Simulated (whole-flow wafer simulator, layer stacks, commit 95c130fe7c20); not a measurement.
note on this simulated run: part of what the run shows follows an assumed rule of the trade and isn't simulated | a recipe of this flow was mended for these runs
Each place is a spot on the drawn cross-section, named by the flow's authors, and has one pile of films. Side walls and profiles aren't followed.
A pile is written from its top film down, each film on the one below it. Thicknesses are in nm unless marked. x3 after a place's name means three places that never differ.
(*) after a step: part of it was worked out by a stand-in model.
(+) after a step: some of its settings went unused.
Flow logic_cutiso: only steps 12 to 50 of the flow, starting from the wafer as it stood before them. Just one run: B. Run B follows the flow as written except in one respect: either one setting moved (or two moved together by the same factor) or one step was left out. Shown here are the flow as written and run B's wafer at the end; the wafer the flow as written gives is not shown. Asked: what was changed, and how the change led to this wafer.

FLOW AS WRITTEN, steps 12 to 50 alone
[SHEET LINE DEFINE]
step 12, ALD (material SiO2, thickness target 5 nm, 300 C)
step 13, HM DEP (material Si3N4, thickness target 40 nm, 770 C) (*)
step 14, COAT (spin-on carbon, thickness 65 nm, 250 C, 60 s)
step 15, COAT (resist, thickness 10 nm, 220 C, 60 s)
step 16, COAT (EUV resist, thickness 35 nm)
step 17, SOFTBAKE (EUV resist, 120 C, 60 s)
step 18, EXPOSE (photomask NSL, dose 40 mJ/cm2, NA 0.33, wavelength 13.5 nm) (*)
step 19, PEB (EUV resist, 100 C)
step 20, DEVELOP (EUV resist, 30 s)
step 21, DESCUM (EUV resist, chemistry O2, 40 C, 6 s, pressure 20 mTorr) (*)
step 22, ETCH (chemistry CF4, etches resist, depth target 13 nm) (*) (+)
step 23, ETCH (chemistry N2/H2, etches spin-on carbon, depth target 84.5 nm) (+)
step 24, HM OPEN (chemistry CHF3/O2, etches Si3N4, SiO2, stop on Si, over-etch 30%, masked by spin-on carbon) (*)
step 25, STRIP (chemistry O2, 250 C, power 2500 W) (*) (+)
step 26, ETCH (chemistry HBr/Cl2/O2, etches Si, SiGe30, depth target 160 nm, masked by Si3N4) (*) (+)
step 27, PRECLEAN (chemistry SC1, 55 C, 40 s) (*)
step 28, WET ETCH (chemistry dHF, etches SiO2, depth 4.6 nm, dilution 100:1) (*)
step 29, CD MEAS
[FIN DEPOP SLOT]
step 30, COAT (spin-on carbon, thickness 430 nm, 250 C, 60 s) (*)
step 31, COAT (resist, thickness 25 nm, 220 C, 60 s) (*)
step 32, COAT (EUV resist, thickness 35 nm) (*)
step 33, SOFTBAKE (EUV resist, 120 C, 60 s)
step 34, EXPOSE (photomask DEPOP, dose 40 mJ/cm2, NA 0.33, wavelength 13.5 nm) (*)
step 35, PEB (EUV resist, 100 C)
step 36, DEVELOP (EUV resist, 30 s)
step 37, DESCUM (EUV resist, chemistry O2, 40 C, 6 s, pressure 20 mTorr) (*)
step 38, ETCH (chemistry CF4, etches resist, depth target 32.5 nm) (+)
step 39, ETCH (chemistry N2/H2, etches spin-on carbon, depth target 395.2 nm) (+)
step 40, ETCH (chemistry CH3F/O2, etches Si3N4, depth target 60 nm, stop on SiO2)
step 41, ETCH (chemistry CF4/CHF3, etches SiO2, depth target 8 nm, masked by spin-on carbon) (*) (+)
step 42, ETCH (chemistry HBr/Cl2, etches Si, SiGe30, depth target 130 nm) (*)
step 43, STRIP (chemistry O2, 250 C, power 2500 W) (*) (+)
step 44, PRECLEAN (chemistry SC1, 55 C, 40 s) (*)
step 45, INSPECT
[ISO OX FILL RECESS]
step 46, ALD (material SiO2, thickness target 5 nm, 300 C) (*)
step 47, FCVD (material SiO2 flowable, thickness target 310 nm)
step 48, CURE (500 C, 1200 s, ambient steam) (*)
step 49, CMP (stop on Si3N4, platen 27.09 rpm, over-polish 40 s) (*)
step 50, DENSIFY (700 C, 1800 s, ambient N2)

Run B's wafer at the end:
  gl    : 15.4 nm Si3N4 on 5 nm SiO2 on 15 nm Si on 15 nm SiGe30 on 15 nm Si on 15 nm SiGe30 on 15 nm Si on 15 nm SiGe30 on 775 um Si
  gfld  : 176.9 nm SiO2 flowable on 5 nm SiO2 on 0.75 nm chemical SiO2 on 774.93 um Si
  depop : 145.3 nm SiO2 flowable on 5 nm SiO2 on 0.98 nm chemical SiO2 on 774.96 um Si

The reason: step 13, HM DEP: thickness target 34.2 nm was run, while the flow as written has thickness target 40 nm.

How this came from the change, step by step:
  step 13, HM DEP (material Si3N4, thickness target 40 nm, 770 C) (*)
      depop, dpovl, gfld and 19 more: Si3N4 gains 34.2 (new film) (as written it would have been: Si3N4 gains 40 (new film))
  step 24, HM OPEN (chemistry CHF3/O2, etches Si3N4, SiO2, stop on Si, over-etch 30%, masked by spin-on carbon) (*)
      depop, gl, glp and 12 more: resist loses 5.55 (all of it), spin-on carbon loses 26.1 (as written it would have been: resist loses 5.55 (all of it), spin-on carbon loses 31.1)
      dpovl, gfld, gxf, iso, isow, lnri, nsgap: Si3N4 loses 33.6 (all of it), SiO2 loses 5 (all of it), Si loses 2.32 (as written it would have been: Si3N4 loses 39.4 (all of it), SiO2 loses 5 (all of it), Si loses 2.67)
  step 25, STRIP (chemistry O2, 250 C, power 2500 W) (*) (+)
      depop, gl, glp and 12 more: spin-on carbon loses 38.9 (all of it) (as written it would have been: spin-on carbon loses 33.9 (all of it))
  step 40, ETCH (chemistry CH3F/O2, etches Si3N4, depth target 60 nm, stop on SiO2)
      gfld, gl, glp and 17 more: resist loses 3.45 (as written it would have been: resist loses 4.6)
      depop: Si3N4 loses 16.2 (all of it), SiO2 loses 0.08 (as written it would have been: Si3N4 loses 22 (all of it), SiO2 loses 0.08)
      (and at 1 other place as well)
  step 41, ETCH (chemistry CF4/CHF3, etches SiO2, depth target 8 nm, masked by spin-on carbon) (*) (+)
      gfld: resist loses 8 (as written it would have been: resist loses 7.79 (all of it), spin-on carbon loses 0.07)
      gxf: resist loses 8 (as written it would have been: resist loses 7.47 (all of it), spin-on carbon loses 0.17)
      (and at 18 other places as well)
  step 42, ETCH (chemistry HBr/Cl2, etches Si, SiGe30, depth target 130 nm) (*)
      gfld: resist loses 0.9 (all of it), spin-on carbon loses 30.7 (as written it would have been: spin-on carbon loses 32)
      gxf: resist loses 0.59 (all of it), spin-on carbon loses 31.2 (as written it would have been: spin-on carbon loses 32)
      (and at 4 other places as well)
